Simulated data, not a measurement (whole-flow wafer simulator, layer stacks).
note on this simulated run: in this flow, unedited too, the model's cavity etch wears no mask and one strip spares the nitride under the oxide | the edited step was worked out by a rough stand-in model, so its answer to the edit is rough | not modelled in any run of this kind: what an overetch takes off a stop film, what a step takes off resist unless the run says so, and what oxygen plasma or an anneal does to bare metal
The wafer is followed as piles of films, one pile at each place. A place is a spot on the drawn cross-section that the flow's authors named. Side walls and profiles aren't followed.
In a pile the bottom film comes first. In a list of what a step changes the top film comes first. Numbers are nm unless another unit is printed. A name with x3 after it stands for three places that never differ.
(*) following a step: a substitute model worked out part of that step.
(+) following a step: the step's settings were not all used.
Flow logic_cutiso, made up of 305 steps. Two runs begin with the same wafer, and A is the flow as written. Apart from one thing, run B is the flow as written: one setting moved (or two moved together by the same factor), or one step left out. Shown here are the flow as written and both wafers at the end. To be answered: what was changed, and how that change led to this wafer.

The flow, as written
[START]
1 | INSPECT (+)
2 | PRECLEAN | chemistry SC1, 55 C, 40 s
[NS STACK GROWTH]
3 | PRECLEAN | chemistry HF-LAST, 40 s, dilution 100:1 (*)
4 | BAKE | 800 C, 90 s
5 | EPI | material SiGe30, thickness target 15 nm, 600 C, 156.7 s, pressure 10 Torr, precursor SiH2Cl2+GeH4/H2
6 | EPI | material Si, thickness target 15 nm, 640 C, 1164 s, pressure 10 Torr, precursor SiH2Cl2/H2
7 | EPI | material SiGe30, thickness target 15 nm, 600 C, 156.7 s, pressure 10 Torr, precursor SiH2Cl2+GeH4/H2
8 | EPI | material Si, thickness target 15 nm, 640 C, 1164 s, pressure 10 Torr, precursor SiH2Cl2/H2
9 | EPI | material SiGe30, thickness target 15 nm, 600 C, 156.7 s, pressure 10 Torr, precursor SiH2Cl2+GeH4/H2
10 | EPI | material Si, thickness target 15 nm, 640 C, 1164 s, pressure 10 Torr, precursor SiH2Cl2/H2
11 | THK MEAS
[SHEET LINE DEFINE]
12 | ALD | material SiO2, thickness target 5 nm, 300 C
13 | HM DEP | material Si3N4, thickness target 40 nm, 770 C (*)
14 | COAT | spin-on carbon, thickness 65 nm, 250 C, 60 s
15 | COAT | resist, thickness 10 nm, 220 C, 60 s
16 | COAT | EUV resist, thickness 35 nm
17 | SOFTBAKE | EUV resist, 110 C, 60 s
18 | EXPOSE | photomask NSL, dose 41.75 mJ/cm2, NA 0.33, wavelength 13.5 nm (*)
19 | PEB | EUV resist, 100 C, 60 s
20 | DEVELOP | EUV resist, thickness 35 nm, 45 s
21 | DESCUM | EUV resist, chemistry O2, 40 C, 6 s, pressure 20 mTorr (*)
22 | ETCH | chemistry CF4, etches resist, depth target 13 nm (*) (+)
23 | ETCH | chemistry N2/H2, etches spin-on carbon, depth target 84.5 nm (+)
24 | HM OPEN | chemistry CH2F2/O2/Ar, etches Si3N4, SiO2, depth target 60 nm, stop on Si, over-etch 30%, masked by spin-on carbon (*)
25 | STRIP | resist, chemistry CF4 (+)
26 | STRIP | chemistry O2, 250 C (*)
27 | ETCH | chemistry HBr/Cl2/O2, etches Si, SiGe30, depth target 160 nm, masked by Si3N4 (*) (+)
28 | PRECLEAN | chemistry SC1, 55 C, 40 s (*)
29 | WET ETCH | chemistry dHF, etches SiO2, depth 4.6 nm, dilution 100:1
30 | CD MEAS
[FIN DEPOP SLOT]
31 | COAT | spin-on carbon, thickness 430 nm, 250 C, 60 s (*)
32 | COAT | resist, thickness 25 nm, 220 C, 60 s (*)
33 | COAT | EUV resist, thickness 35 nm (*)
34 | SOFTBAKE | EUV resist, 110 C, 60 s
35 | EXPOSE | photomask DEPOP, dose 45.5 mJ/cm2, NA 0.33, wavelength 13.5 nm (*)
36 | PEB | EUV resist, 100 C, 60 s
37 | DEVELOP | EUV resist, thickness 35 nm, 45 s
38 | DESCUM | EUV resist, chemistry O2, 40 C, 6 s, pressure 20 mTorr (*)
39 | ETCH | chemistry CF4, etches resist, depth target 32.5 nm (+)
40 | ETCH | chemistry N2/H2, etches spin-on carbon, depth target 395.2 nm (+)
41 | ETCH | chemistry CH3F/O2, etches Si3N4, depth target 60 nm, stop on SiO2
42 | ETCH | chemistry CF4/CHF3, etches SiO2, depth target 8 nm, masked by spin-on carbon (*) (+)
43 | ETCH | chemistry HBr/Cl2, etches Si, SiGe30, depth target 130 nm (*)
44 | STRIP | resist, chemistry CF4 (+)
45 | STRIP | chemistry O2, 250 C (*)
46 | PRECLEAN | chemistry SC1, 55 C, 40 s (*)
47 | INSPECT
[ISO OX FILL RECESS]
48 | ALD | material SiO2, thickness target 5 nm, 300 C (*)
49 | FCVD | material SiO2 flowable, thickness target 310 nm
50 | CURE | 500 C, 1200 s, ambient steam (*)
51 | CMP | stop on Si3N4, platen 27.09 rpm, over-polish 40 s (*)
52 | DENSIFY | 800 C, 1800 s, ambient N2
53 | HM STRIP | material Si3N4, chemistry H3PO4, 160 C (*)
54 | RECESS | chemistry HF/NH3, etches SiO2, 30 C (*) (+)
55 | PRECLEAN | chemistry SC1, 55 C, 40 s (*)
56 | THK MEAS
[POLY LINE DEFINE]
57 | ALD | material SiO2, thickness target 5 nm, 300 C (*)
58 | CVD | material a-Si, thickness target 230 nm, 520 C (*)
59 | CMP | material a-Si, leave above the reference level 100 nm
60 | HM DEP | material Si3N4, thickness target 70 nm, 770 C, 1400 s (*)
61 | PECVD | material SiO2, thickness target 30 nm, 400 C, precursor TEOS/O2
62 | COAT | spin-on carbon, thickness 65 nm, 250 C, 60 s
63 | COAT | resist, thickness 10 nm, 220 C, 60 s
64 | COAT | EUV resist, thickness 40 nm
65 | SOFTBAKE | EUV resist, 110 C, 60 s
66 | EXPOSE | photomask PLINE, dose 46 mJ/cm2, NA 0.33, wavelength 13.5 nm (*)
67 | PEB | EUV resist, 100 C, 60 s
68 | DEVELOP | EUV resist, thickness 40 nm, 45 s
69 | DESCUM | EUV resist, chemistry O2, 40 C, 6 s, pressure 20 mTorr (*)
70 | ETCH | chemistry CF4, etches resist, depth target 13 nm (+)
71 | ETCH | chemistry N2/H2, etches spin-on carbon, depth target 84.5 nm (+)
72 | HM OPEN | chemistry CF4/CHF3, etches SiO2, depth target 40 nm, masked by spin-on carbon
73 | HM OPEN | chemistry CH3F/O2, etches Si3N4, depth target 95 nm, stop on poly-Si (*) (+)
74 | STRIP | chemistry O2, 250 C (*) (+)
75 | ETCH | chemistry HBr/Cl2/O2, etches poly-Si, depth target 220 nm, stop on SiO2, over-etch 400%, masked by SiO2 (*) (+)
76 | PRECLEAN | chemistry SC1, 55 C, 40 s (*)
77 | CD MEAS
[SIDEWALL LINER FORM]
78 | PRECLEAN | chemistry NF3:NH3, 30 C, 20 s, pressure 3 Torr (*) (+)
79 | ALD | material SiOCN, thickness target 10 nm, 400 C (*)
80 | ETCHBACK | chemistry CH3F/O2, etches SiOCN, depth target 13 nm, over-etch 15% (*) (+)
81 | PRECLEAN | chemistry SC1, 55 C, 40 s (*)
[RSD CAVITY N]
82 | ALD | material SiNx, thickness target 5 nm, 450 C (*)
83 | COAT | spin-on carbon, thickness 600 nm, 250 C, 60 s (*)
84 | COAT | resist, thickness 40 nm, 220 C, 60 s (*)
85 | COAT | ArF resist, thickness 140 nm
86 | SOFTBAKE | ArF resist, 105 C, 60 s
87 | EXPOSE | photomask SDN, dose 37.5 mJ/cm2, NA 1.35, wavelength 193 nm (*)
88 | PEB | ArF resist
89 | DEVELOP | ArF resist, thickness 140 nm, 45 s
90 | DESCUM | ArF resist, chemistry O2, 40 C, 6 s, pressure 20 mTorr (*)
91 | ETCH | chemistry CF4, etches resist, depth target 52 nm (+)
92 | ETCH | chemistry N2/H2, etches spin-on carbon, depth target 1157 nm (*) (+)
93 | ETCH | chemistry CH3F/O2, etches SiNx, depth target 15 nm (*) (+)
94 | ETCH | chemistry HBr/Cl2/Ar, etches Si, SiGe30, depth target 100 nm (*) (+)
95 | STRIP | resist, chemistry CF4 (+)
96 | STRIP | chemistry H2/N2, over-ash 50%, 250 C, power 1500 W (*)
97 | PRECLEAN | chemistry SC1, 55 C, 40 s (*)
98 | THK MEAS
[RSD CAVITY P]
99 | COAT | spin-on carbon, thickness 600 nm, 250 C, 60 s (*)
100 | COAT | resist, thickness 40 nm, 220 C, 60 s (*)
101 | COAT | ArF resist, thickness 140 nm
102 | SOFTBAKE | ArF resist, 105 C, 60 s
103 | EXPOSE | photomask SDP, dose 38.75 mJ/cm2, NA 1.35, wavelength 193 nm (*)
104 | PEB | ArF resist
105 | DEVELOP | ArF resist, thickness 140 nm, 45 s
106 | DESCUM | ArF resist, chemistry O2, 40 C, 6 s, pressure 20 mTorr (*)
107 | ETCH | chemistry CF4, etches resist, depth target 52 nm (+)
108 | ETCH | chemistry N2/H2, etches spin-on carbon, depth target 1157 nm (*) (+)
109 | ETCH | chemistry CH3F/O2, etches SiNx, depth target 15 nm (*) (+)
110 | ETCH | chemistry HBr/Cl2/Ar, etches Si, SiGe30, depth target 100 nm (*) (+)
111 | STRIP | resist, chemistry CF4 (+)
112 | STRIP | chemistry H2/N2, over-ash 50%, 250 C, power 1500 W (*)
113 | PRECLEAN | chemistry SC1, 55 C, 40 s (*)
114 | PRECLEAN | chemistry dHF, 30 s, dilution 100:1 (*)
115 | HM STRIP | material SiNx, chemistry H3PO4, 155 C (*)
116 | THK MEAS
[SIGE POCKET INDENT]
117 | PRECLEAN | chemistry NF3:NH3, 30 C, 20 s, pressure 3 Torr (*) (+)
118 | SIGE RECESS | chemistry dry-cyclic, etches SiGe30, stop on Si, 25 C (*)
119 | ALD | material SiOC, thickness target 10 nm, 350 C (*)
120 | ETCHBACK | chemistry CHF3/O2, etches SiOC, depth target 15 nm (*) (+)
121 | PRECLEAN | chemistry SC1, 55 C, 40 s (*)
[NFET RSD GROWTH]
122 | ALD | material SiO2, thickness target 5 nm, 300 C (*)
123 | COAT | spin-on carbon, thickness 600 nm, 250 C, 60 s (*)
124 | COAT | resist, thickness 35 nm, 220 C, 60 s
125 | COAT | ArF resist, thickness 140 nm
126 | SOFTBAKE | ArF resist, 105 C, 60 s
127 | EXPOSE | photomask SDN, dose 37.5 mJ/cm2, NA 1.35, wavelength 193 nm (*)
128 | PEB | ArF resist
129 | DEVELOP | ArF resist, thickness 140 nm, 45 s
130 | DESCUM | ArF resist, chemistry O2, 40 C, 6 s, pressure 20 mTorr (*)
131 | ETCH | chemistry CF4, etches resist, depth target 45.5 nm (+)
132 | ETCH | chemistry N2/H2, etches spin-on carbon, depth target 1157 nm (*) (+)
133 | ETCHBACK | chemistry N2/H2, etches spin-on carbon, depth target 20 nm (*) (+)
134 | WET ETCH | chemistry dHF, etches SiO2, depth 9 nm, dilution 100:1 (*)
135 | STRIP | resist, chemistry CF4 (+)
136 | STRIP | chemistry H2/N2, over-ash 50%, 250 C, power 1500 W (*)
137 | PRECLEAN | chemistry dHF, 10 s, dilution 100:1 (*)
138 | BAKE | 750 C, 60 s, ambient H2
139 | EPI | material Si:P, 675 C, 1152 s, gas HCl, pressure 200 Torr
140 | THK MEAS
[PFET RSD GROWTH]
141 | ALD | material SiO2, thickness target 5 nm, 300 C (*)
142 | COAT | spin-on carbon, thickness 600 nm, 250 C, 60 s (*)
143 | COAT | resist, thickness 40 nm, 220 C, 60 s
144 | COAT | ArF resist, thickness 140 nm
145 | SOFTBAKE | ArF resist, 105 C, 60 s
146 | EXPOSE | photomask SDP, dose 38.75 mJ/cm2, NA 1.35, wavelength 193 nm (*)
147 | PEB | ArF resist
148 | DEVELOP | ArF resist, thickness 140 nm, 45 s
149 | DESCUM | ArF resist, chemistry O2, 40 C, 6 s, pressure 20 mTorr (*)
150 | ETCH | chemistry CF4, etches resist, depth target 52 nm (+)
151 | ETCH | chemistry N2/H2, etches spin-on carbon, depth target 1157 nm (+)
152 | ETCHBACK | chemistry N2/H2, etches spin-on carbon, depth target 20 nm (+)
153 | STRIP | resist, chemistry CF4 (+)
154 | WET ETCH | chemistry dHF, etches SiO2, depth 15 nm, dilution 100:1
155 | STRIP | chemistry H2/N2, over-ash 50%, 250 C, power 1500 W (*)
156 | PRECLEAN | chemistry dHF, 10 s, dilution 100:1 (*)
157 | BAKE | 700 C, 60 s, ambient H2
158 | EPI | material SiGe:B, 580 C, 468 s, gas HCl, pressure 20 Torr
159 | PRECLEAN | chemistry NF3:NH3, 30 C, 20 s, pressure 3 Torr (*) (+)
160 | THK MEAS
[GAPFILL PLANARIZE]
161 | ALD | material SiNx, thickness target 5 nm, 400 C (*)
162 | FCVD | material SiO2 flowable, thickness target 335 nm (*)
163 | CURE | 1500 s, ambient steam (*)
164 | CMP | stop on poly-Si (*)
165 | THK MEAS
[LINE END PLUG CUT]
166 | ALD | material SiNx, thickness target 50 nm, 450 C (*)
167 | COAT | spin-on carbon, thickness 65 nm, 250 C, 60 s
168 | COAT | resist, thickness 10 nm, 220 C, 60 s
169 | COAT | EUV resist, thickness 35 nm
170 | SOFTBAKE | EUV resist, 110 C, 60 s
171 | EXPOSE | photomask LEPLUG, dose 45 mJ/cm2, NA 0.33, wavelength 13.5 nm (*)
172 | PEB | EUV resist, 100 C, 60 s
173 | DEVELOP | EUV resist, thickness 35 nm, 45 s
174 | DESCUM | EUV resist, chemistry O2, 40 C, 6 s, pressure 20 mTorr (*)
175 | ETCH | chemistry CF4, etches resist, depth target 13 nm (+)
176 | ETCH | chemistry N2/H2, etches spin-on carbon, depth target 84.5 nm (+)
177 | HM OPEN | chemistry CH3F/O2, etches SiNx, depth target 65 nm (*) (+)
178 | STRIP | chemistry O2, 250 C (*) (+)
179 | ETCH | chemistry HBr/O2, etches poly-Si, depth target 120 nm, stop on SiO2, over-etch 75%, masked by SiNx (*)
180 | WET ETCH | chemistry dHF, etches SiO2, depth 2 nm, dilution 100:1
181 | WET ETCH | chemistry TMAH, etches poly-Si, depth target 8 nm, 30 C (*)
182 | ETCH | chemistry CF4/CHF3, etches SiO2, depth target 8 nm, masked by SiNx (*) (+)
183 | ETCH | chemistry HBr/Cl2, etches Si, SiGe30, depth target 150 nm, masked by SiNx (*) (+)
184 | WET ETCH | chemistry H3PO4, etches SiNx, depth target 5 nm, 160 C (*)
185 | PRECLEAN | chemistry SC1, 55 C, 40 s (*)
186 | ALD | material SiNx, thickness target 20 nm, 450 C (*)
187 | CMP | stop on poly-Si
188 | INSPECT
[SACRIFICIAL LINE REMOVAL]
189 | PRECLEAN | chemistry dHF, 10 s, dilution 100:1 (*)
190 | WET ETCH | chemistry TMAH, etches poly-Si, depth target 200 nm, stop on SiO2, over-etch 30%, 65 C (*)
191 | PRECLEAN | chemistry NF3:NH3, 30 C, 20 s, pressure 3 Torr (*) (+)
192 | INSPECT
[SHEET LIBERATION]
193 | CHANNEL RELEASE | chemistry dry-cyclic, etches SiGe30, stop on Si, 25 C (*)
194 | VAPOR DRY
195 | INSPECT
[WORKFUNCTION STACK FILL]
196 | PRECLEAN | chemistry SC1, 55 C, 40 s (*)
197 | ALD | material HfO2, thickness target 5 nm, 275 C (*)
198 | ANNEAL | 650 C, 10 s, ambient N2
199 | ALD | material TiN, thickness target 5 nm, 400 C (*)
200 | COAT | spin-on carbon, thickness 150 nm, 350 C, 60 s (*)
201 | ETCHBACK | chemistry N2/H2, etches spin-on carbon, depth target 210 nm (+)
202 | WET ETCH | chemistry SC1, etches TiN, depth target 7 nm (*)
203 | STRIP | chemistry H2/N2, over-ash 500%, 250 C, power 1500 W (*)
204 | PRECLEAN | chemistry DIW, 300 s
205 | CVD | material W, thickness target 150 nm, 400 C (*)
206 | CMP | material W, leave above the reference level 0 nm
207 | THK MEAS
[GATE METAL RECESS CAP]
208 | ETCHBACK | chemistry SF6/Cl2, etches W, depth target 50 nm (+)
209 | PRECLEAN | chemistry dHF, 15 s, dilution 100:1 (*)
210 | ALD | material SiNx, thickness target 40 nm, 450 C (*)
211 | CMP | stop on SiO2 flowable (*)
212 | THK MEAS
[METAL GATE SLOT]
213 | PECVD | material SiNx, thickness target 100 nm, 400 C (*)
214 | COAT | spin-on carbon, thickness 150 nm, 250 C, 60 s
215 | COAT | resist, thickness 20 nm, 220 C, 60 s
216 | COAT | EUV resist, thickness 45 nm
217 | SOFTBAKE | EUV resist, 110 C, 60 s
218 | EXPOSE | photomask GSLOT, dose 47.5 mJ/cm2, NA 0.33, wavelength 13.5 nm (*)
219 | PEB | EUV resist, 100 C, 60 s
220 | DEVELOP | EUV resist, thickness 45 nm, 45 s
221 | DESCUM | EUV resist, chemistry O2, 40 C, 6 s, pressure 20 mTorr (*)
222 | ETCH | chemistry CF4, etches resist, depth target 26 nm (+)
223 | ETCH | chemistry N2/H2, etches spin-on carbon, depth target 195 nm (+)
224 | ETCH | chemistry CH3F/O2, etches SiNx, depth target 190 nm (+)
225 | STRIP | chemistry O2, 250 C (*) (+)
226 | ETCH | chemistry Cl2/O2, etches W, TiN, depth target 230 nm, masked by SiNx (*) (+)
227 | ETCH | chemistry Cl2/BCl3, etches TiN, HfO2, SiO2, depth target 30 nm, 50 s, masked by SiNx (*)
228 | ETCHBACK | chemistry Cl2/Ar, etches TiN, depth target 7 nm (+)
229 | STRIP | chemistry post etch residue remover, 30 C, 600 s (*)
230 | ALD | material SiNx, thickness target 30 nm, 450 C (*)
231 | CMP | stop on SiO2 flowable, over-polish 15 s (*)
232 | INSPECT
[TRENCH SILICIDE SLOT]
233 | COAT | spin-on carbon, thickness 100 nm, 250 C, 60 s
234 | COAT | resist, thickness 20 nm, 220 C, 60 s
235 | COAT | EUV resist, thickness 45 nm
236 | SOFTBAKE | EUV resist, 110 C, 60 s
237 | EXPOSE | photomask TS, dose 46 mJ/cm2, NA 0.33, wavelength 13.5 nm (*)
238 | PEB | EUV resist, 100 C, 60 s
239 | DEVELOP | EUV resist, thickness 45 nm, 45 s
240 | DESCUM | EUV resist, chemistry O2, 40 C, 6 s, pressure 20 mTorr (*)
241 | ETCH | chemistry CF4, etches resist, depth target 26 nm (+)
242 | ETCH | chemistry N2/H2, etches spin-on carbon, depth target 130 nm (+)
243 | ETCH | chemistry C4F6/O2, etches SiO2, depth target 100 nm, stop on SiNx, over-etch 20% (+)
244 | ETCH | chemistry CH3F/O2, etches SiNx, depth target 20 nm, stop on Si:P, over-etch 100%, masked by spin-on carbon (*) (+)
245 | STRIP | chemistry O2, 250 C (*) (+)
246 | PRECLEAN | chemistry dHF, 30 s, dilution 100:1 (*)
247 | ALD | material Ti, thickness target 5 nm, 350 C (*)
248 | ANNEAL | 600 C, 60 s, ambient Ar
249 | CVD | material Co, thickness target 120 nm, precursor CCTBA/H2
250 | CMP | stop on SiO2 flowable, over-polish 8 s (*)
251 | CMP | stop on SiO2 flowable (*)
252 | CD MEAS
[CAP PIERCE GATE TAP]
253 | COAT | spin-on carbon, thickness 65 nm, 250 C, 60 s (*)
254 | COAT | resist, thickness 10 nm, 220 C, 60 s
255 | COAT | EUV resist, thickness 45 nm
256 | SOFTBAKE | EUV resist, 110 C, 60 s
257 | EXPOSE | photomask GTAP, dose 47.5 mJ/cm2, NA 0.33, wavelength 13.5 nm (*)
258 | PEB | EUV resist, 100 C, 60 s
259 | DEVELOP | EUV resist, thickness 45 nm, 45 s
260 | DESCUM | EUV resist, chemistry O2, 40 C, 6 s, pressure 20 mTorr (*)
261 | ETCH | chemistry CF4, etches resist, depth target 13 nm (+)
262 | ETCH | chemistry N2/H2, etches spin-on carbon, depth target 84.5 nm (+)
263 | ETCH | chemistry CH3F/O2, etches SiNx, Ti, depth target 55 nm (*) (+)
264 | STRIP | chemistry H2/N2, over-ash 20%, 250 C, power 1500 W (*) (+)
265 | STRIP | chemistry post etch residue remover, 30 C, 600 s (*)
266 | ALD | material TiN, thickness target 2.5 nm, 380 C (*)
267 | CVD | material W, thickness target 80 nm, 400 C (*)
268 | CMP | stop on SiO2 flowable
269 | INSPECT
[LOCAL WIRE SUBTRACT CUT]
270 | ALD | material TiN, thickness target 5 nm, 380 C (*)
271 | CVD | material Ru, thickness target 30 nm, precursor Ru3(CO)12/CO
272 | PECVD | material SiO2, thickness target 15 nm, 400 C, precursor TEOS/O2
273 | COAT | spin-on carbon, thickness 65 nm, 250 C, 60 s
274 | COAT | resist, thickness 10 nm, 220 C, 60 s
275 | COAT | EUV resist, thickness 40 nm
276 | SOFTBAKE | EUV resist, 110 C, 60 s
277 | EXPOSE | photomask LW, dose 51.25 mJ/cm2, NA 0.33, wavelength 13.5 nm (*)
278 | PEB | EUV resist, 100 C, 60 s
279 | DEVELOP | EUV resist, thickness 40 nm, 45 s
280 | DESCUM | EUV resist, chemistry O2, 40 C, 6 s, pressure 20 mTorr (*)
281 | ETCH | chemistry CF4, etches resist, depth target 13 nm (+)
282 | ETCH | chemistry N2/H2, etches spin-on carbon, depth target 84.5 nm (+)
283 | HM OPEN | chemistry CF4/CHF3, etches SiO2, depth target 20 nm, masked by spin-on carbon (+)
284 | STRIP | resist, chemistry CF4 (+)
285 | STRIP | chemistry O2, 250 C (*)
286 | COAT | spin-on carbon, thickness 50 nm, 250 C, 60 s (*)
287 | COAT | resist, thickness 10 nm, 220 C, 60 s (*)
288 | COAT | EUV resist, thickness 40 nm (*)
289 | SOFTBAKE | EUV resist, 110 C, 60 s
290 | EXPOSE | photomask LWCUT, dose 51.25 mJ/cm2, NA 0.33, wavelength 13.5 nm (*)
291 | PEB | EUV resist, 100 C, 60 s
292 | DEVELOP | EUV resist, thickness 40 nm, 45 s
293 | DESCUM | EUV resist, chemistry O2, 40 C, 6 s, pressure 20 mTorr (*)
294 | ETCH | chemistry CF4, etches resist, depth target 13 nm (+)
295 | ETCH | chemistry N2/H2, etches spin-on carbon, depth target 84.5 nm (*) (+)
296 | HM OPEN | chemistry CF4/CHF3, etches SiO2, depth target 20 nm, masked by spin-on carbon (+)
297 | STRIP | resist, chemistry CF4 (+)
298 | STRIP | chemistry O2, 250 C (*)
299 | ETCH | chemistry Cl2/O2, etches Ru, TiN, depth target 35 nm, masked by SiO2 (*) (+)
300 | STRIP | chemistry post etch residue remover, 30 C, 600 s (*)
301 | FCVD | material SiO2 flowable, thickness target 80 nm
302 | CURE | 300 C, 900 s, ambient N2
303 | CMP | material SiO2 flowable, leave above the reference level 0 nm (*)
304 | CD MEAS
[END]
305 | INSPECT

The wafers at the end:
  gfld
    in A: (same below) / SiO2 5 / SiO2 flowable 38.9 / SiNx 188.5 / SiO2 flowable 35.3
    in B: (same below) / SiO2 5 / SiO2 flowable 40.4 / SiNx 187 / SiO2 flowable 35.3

The reason: step 227, ETCH: depth target 28.5 nm was run, though the flow has depth target 30 nm; step 227, ETCH: 47.5 s was run, where the flow has 50 s.

How this came from the change, step by step:
  227 | ETCH | chemistry Cl2/BCl3, etches TiN, HfO2, SiO2, depth target 30 nm, 50 s, masked by SiNx (*)
      depop, dpovl, gl and 18 more: A SiNx loses 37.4 | B SiNx loses 35.6
      gfld: A HfO2 loses 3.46 (all of it), SiO2 flowable loses 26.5 | B HfO2 loses 3.46 (all of it), SiO2 flowable loses 25
  231 | CMP | stop on SiO2 flowable, over-polish 15 s (*)
      depop, dpovl, gfld and 10 more: A SiNx loses 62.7 | B SiNx loses 64.6
      lnr, lnri, lnrp, lnrt: A SiNx loses 61 (all of it), SiOCN loses 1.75 | B SiNx loses 62.8 (all of it), SiOCN loses 1.75
      (also at 5 further places)
